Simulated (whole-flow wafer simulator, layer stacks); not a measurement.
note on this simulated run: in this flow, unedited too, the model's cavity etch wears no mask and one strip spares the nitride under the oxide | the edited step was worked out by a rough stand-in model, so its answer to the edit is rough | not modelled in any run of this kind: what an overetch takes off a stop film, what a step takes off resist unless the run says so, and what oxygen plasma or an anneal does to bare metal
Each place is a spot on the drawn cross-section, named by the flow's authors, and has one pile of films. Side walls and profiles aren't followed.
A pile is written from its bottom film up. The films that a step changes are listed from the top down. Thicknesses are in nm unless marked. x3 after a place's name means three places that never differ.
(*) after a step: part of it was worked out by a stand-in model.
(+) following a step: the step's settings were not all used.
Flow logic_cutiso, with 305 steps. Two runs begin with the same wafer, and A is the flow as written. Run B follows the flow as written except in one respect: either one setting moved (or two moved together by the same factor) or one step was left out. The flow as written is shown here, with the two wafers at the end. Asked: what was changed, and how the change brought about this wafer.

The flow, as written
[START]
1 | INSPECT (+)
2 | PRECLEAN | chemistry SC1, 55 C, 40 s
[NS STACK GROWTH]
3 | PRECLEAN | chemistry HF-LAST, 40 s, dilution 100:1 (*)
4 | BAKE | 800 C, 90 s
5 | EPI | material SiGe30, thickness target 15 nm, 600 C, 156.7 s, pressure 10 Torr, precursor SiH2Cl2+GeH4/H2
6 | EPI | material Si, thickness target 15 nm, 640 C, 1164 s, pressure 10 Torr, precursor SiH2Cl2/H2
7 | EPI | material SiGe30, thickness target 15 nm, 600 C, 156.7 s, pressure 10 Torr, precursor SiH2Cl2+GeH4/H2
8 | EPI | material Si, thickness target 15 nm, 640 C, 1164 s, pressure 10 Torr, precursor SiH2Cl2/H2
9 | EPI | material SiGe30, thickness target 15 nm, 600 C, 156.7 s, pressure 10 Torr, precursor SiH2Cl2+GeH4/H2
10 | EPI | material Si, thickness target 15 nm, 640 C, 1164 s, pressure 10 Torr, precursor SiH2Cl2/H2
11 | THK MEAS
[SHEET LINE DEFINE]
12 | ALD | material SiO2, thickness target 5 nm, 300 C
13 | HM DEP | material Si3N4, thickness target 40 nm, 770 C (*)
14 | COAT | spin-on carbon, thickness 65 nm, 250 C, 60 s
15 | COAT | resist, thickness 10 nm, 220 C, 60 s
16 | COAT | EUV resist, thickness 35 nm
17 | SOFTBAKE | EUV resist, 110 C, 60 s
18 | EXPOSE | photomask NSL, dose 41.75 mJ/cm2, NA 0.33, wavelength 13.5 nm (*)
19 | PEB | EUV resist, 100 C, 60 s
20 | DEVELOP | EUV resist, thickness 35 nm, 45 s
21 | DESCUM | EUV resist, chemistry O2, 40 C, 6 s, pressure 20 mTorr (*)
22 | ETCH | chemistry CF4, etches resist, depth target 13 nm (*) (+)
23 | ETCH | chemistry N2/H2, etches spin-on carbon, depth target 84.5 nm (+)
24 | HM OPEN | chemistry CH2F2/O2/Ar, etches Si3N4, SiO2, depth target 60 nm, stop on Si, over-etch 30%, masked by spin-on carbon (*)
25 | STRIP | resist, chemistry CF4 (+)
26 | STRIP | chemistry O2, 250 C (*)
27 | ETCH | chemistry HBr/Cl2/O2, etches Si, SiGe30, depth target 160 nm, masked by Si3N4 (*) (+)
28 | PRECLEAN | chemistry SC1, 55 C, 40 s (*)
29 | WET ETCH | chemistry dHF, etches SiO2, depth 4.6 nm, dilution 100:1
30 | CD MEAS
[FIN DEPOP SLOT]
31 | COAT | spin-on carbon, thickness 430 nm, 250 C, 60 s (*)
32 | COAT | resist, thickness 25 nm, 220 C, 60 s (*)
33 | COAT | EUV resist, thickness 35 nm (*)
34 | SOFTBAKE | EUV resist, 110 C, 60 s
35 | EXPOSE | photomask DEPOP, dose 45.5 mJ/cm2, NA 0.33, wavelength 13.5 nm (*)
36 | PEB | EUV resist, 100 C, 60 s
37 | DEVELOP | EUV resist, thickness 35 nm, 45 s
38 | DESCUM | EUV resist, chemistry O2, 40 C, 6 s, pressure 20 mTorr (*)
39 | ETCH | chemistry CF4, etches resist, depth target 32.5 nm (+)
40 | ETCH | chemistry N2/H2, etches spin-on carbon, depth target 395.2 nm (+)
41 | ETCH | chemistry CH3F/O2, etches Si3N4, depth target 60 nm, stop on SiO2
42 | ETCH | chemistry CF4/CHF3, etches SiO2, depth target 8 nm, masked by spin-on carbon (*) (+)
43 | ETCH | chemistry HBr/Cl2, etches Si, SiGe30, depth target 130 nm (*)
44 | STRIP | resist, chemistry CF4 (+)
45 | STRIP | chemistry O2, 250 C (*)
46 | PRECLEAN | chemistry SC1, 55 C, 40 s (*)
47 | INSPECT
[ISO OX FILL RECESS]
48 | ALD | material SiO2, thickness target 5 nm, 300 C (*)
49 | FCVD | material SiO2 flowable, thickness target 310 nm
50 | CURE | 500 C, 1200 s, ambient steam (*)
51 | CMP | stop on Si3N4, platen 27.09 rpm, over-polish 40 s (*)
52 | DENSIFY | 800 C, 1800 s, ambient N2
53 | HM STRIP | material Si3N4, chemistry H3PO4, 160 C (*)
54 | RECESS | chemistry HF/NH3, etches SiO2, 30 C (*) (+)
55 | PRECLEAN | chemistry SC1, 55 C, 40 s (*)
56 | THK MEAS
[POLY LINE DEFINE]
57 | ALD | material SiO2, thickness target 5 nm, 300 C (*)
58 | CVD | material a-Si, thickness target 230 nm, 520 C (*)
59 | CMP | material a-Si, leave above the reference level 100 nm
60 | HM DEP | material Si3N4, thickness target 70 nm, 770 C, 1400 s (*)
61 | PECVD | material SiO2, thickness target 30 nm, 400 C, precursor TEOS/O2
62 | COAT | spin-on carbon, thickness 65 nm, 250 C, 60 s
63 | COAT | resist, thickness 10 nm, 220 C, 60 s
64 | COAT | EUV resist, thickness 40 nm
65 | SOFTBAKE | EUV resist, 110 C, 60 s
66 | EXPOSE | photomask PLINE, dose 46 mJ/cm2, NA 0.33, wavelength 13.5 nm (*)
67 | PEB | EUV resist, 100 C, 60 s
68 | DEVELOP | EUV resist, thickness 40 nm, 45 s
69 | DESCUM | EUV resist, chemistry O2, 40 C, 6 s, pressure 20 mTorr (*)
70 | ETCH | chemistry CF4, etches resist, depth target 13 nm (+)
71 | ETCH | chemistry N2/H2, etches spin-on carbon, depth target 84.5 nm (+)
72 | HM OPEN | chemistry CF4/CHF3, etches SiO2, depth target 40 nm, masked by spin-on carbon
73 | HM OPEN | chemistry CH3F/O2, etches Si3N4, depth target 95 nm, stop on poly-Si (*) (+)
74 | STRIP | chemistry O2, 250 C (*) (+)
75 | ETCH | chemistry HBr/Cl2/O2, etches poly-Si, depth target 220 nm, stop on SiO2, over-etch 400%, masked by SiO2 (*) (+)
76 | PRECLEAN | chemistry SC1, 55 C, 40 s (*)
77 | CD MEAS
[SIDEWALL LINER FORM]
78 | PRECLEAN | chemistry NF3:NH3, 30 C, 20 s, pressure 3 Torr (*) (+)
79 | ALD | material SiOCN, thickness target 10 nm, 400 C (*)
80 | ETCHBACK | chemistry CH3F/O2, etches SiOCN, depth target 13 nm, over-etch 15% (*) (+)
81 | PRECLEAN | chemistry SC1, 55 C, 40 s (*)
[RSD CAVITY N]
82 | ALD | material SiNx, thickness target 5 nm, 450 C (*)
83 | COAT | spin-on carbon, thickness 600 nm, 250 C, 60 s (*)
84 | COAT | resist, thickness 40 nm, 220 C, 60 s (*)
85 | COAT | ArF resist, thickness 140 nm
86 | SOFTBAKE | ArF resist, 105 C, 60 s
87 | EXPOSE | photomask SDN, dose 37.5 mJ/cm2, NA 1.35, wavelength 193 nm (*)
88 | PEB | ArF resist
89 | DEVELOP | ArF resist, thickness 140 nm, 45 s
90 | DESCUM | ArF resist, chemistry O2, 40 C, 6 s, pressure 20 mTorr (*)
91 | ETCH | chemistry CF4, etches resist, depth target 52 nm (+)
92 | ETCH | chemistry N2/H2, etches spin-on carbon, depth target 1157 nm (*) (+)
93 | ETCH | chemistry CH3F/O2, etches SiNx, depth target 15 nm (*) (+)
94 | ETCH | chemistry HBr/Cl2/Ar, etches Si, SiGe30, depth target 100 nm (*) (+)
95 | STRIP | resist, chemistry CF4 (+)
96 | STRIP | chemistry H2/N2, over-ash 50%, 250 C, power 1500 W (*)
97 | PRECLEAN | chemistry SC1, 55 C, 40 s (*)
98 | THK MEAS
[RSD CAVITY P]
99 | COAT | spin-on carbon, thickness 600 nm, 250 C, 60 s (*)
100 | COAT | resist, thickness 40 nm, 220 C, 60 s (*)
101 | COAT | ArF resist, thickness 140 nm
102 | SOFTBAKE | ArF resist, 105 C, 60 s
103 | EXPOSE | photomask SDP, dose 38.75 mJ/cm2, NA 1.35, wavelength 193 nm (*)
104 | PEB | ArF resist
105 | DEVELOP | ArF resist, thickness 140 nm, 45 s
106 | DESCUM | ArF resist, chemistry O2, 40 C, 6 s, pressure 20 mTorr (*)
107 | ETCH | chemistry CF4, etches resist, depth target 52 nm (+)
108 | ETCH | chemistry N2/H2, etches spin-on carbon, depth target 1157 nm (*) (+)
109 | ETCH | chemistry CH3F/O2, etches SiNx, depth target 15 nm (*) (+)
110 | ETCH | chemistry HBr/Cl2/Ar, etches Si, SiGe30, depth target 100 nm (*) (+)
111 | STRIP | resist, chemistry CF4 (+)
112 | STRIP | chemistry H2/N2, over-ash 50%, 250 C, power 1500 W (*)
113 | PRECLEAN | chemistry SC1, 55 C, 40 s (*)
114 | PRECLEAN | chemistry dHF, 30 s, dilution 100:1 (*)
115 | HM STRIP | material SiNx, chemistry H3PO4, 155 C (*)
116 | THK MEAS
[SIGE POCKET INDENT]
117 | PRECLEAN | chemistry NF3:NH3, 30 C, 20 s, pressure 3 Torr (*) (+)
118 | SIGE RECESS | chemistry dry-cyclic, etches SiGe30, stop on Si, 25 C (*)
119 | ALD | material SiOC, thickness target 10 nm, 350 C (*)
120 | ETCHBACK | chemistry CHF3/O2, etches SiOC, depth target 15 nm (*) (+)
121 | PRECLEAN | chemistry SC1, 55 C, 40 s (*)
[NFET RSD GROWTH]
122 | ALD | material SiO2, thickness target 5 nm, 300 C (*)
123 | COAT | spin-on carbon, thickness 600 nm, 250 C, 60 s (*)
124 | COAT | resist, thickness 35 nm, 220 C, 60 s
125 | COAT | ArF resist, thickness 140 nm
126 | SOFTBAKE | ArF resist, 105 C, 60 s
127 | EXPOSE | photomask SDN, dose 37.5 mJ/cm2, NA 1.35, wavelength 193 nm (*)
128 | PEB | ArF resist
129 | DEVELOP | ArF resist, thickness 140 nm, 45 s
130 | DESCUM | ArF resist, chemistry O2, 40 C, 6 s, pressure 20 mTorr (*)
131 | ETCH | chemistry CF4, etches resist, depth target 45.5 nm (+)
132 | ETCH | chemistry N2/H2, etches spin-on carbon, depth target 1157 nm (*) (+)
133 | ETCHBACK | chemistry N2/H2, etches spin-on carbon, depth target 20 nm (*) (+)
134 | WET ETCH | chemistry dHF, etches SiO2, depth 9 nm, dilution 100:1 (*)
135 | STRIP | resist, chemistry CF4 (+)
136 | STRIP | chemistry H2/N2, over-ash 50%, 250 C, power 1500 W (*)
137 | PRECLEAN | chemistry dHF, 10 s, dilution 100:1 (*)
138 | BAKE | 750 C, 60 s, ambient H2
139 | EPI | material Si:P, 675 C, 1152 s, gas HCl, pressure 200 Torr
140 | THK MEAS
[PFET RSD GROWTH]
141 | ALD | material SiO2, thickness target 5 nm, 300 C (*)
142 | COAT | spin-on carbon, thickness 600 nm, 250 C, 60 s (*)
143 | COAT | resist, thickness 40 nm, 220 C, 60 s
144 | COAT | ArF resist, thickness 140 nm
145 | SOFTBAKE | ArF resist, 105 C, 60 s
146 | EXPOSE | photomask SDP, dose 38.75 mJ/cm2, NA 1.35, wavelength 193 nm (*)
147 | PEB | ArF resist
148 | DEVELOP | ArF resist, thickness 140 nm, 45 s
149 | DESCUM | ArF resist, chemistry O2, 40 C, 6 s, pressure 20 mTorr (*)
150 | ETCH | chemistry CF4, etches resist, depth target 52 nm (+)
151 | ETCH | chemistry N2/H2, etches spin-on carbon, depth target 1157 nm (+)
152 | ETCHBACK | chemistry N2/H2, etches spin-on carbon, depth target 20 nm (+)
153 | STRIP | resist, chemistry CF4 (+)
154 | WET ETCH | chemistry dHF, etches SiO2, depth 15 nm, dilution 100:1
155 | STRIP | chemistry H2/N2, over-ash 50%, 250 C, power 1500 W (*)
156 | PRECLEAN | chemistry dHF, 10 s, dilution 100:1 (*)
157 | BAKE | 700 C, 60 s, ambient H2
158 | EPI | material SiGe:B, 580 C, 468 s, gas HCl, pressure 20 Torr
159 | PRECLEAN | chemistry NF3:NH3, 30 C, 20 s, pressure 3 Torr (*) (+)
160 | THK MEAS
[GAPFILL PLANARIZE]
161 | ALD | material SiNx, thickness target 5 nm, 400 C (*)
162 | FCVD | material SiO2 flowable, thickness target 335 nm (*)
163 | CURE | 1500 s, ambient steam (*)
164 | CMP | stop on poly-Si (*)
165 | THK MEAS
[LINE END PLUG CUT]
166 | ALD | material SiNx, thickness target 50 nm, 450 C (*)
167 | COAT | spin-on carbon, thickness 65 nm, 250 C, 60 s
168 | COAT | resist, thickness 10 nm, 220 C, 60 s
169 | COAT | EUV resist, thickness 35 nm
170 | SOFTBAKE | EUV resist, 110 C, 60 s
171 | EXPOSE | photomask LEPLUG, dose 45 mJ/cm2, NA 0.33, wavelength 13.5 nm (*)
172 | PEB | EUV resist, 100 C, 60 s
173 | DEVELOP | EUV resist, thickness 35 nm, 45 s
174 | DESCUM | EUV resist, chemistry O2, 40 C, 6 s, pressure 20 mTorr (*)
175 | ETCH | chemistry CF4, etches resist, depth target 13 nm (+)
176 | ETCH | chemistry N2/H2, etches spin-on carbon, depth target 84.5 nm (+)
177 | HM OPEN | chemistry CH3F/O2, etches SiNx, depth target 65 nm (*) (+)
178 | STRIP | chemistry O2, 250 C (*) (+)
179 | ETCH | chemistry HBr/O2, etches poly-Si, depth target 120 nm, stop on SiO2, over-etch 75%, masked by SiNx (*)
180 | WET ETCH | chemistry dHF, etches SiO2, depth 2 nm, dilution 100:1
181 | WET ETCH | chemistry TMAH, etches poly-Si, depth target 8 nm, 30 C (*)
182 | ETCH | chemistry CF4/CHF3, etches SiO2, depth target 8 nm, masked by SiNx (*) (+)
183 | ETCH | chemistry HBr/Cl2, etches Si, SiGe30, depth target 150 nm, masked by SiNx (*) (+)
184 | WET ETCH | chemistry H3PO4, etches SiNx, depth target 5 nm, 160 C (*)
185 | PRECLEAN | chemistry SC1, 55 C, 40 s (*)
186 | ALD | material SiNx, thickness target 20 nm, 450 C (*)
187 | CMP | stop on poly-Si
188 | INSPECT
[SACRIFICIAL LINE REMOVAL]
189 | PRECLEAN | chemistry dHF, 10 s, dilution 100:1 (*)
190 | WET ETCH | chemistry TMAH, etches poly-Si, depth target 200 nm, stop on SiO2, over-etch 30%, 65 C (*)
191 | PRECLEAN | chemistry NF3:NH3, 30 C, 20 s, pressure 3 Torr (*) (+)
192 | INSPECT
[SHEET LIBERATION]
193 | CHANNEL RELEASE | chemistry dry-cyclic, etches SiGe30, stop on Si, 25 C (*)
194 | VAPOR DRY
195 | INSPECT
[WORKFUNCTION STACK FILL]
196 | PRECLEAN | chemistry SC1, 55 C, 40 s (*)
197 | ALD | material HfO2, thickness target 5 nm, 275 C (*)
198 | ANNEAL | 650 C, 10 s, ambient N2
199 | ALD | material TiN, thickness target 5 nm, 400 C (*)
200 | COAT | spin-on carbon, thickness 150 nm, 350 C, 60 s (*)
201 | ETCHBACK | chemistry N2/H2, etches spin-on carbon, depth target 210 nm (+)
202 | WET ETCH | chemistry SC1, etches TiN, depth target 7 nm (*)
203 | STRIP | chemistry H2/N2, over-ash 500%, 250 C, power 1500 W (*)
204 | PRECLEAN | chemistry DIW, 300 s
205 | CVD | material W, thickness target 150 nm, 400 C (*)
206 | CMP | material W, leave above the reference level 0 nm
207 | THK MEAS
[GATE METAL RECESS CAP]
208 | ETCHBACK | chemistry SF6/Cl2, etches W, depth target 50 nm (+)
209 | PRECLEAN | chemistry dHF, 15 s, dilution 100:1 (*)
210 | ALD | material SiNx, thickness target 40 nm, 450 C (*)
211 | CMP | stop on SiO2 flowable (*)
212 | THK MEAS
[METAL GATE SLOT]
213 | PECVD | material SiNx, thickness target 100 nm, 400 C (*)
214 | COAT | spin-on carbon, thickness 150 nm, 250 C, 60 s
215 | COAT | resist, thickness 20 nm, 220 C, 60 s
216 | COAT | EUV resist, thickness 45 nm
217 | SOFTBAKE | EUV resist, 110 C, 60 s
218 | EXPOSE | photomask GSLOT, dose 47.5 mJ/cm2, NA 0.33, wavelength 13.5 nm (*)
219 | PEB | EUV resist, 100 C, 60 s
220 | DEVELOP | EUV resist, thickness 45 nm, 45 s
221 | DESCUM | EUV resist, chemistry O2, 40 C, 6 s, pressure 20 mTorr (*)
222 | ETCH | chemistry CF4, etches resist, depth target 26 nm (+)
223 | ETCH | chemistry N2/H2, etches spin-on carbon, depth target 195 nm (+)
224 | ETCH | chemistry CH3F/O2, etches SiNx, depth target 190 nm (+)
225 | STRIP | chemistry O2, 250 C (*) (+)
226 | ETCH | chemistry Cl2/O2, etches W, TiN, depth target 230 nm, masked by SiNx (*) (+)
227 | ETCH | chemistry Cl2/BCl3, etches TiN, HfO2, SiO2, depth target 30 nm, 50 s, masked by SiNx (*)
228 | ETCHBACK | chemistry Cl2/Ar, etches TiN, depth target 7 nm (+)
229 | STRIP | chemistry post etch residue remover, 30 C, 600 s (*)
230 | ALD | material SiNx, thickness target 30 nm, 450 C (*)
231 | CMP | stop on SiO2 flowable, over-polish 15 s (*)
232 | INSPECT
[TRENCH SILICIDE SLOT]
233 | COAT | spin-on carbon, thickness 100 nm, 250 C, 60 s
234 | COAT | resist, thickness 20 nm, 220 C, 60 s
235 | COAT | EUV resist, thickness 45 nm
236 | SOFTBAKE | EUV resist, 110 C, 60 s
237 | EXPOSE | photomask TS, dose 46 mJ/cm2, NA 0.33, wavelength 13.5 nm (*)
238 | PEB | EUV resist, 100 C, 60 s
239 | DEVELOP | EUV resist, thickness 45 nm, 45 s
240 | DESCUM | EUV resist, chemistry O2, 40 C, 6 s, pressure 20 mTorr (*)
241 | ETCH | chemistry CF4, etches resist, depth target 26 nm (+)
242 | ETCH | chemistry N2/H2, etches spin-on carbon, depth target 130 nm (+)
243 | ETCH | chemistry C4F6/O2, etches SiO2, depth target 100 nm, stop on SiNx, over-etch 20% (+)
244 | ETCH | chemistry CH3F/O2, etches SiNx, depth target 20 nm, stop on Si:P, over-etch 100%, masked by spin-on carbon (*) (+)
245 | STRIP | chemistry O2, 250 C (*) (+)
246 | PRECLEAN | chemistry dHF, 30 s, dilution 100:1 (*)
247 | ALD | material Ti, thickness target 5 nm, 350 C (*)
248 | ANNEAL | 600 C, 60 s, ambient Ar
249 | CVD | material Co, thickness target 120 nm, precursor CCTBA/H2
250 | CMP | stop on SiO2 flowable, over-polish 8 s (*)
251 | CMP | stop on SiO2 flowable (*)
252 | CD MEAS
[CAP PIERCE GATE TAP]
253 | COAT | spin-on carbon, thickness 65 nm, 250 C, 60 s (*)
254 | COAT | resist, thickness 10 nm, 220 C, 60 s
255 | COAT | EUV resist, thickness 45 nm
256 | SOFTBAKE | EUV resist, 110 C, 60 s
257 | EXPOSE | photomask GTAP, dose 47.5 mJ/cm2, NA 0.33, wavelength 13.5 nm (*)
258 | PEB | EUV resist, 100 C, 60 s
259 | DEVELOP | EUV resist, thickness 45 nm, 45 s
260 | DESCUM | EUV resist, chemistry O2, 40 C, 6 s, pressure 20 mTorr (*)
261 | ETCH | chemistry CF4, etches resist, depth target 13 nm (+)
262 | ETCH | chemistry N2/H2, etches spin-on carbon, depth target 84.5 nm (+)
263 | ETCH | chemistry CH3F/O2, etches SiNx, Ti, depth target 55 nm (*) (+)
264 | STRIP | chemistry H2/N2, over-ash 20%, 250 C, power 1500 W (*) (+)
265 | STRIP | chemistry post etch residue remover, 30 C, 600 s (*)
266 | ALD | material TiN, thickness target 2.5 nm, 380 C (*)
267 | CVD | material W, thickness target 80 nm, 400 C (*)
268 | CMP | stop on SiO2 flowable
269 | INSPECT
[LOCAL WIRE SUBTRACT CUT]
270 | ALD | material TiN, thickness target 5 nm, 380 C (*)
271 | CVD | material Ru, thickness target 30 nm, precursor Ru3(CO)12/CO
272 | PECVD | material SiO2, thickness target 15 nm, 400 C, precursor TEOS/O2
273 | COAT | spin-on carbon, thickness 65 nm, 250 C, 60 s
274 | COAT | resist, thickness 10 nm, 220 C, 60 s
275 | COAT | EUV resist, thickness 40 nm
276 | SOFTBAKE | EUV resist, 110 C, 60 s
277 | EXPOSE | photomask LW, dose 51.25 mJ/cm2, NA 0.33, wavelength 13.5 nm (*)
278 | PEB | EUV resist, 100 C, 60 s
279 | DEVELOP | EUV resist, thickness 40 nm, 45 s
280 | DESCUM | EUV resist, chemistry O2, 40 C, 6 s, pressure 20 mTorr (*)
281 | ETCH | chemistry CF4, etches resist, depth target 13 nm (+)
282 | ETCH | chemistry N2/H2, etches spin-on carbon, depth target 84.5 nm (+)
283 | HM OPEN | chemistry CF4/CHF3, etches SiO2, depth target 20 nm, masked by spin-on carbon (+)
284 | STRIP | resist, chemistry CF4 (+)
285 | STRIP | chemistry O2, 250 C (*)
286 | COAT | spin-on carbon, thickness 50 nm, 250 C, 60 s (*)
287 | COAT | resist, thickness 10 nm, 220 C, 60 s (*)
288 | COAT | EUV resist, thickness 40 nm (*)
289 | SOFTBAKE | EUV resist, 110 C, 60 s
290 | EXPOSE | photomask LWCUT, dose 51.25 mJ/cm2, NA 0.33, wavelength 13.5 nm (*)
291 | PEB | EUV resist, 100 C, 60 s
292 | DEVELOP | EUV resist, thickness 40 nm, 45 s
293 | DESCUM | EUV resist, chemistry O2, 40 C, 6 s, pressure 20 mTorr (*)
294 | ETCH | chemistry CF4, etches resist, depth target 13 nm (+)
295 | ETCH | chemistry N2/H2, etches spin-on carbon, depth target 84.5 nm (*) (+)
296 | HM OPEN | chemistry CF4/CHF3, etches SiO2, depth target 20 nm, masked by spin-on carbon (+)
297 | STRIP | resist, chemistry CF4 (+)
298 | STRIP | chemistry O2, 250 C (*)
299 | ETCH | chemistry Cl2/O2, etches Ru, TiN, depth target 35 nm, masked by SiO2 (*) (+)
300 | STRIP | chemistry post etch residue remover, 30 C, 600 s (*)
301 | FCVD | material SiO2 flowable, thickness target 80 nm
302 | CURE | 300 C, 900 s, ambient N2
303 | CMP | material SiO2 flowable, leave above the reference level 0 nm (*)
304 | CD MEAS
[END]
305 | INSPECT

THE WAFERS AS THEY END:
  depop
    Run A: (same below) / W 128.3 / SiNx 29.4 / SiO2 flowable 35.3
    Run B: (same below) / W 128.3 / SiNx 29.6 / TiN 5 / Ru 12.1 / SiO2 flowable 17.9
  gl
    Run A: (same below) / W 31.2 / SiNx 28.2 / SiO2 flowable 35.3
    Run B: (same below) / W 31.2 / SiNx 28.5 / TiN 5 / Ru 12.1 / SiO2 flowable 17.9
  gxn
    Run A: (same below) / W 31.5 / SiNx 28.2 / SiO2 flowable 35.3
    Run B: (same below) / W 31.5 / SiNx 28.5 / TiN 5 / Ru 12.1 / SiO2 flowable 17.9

Cause: step 299, ETCH: depth target 17.5 nm was run, though the flow has depth target 35 nm.

Step by step, how the change led to this:
  299 | ETCH | chemistry Cl2/O2, etches Ru, TiN, depth target 35 nm, masked by SiO2 (*) (+)
      depop, dpovl, gfld and 15 more: A Ru loses 29.6 (all of it), TiN loses 5 (all of it) | B Ru loses 17.5
      lnrt, rsdn, rsdp, tap: A SiO2 loses 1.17 | B SiO2 loses 0.58
  301 | FCVD | material SiO2 flowable, thickness target 80 nm
      iso, rsdx: A SiO2 flowable gains 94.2 | B SiO2 flowable gains 89.4 (new film)
      gfld, gl, glp, gxf, gxn, gxp, plug: A SiO2 flowable gains 94.4 (new film) | B SiO2 flowable gains 89.4 (new film)
      (also at 8 further places)
  303 | CMP | material SiO2 flowable, leave above the reference level 0 nm (*)
      gfld, gl, glp and 10 more: A SiO2 flowable loses 59.2 | B SiO2 flowable loses 71.5
      depop, dpovl, isow, ns, nsgap: A SiO2 flowable loses 44.7 | B SiO2 flowable loses 62.1
      (also at 4 further places)
Taking metal films that touch as one body, depop has 2 bodies (between them, from the top down: SiNx 29.6); the flow as written gives 1 body.
Taking metal films that touch as one body, gl has 5 bodies (between them, from the top down: SiNx 28.5; HfO2 5 / chemical SiO2 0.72 / Si 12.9 / chemical SiO2 0.8 / HfO2 5; HfO2 5 / chemical SiO2 0.8 / Si 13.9 / chemical SiO2 0.8 / HfO2 5; HfO2 5 / chemical SiO2 0.8 / Si 13.9 / chemical SiO2 0.8 / HfO2 5); the flow as written gives 4 bodies (between them, from the top down: HfO2 5 / chemical SiO2 0.72 / Si 12.9 / chemical SiO2 0.8 / HfO2 5; HfO2 5 / chemical SiO2 0.8 / Si 13.9 / chemical SiO2 0.8 / HfO2 5; HfO2 5 / chemical SiO2 0.8 / Si 13.9 / chemical SiO2 0.8 / HfO2 5).
Taking metal films that touch as one body, gxn has 5 bodies (between them, from the top down: SiNx 28.5; HfO2 5 / chemical SiO2 0.72 / Si 12.9 / chemical SiO2 0.8 / HfO2 5; HfO2 5 / chemical SiO2 0.8 / Si 13.9 / chemical SiO2 0.8 / HfO2 5; HfO2 5 / chemical SiO2 0.8 / Si 13.9 / chemical SiO2 0.8 / HfO2 5); the flow as written gives 4 bodies (between them, from the top down: HfO2 5 / chemical SiO2 0.72 / Si 12.9 / chemical SiO2 0.8 / HfO2 5; HfO2 5 / chemical SiO2 0.8 / Si 13.9 / chemical SiO2 0.8 / HfO2 5; HfO2 5 / chemical SiO2 0.8 / Si 13.9 / chemical SiO2 0.8 / HfO2 5).
